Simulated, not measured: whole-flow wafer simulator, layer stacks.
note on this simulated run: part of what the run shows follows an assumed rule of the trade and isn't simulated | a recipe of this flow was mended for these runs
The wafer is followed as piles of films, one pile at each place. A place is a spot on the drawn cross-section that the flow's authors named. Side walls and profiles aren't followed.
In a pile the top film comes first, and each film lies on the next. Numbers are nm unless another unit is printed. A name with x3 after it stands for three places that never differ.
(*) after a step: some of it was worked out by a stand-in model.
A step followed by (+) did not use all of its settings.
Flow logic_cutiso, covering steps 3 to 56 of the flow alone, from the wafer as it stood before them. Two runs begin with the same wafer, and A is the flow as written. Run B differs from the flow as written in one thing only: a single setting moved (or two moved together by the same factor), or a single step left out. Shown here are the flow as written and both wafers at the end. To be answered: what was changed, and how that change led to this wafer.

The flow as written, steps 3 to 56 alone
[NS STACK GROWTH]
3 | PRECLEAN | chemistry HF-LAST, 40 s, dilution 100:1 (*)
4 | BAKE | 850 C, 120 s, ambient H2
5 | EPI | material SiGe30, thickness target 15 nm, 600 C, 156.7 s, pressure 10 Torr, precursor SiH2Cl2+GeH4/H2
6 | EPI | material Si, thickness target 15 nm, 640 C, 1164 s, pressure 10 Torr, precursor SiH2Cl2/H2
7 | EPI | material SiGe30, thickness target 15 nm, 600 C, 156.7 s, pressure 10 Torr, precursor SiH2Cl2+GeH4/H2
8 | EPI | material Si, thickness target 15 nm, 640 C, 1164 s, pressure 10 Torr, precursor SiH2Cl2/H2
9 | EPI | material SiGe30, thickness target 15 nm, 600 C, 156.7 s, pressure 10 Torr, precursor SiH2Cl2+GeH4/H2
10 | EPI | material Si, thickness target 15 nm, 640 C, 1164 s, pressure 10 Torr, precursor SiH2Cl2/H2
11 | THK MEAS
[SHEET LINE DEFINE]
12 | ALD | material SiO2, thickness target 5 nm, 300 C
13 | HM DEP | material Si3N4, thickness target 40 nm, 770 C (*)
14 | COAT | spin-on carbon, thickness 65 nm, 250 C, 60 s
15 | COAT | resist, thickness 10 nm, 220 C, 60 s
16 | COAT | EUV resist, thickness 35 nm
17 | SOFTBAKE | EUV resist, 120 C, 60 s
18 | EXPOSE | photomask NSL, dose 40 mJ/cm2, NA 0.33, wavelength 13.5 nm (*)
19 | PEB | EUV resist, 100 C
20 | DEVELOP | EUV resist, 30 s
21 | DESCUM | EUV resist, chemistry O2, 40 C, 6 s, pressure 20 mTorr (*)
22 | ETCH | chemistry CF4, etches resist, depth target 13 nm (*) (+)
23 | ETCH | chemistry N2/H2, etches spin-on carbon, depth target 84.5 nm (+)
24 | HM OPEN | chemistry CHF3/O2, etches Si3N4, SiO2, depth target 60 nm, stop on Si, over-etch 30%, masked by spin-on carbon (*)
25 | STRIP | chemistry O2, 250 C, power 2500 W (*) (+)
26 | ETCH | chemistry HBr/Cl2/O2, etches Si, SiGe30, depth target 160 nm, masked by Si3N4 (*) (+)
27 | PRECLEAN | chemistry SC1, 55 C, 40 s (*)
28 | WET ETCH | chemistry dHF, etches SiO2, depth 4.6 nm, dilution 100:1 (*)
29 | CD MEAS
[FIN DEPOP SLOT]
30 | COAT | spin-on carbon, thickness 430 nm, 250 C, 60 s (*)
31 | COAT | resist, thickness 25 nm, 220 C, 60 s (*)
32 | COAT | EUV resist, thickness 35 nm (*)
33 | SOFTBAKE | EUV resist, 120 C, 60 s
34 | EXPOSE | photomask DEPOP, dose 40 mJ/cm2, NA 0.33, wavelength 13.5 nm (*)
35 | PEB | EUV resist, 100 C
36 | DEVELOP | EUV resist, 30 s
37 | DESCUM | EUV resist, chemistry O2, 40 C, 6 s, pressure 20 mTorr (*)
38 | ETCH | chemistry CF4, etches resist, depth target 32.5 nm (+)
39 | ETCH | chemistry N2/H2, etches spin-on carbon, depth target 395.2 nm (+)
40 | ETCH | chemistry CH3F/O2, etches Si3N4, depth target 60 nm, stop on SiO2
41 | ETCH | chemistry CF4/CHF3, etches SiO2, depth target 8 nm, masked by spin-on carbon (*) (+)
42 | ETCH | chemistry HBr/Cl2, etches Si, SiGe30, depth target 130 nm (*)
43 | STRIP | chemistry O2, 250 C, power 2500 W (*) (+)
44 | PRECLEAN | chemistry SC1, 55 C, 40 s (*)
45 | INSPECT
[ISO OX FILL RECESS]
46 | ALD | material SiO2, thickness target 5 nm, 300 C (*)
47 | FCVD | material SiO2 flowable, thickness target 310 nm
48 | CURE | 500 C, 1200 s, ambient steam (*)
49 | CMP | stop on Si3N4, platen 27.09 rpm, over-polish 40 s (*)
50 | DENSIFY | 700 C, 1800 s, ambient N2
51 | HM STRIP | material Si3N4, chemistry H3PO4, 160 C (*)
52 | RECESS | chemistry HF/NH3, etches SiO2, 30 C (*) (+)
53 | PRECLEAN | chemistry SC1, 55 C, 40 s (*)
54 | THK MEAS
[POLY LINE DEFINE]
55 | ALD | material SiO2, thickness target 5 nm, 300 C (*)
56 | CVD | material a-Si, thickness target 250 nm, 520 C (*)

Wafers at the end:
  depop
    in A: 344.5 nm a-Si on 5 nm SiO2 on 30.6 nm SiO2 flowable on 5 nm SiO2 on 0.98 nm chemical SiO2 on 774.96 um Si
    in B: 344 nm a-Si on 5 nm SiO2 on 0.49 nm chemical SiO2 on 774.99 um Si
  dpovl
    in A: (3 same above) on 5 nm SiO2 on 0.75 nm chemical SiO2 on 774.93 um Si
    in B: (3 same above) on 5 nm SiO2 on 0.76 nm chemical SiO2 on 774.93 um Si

Cause: step 42, ETCH: depth target 92.3 nm was run, whereas the flow has depth target 130 nm.

How this came from the change, step by step:
  42 | ETCH | chemistry HBr/Cl2, etches Si, SiGe30, depth target 130 nm (*)
      dpovl, gfld, gl and 18 more: A -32 spin-on carbon | B -24.5 spin-on carbon
      depop: A -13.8 Si (all of it), -15 SiGe30 (all of it), -15 Si (all of it), -15 SiGe30 (all of it), -15 Si (all of it), -15 SiGe30 (all of it), -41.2 Si | B -13.8 Si (all of it), -15 SiGe30 (all of it), -15 Si (all of it), -15 SiGe30 (all of it), -15 Si (all of it), -15 SiGe30 (all of it), -3.51 Si
  43 | STRIP | chemistry O2, 250 C, power 2500 W (*) (+)
      glp, tap: A -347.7 spin-on carbon (all of it) | B -355.2 spin-on carbon (all of it)
      gxp, lnr: A -346.6 spin-on carbon (all of it) | B -354.1 spin-on carbon (all of it)
      (also at 11 further places)
  47 | FCVD | material SiO2 flowable, thickness target 310 nm
      depop: A +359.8 SiO2 flowable (new film) | B +326 SiO2 flowable (new film)
  52 | RECESS | chemistry HF/NH3, etches SiO2, 30 C (*) (+)
      depop: A -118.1 SiO2 flowable | B -111.2 SiO2 flowable (all of it), -5 SiO2 (all of it), -0.98 chemical SiO2 (all of it)
  53 | PRECLEAN | chemistry SC1, 55 C, 40 s (*)
      depop: A -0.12 SiO2 flowable | B +0.49 chemical SiO2 (new film), -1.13 Si
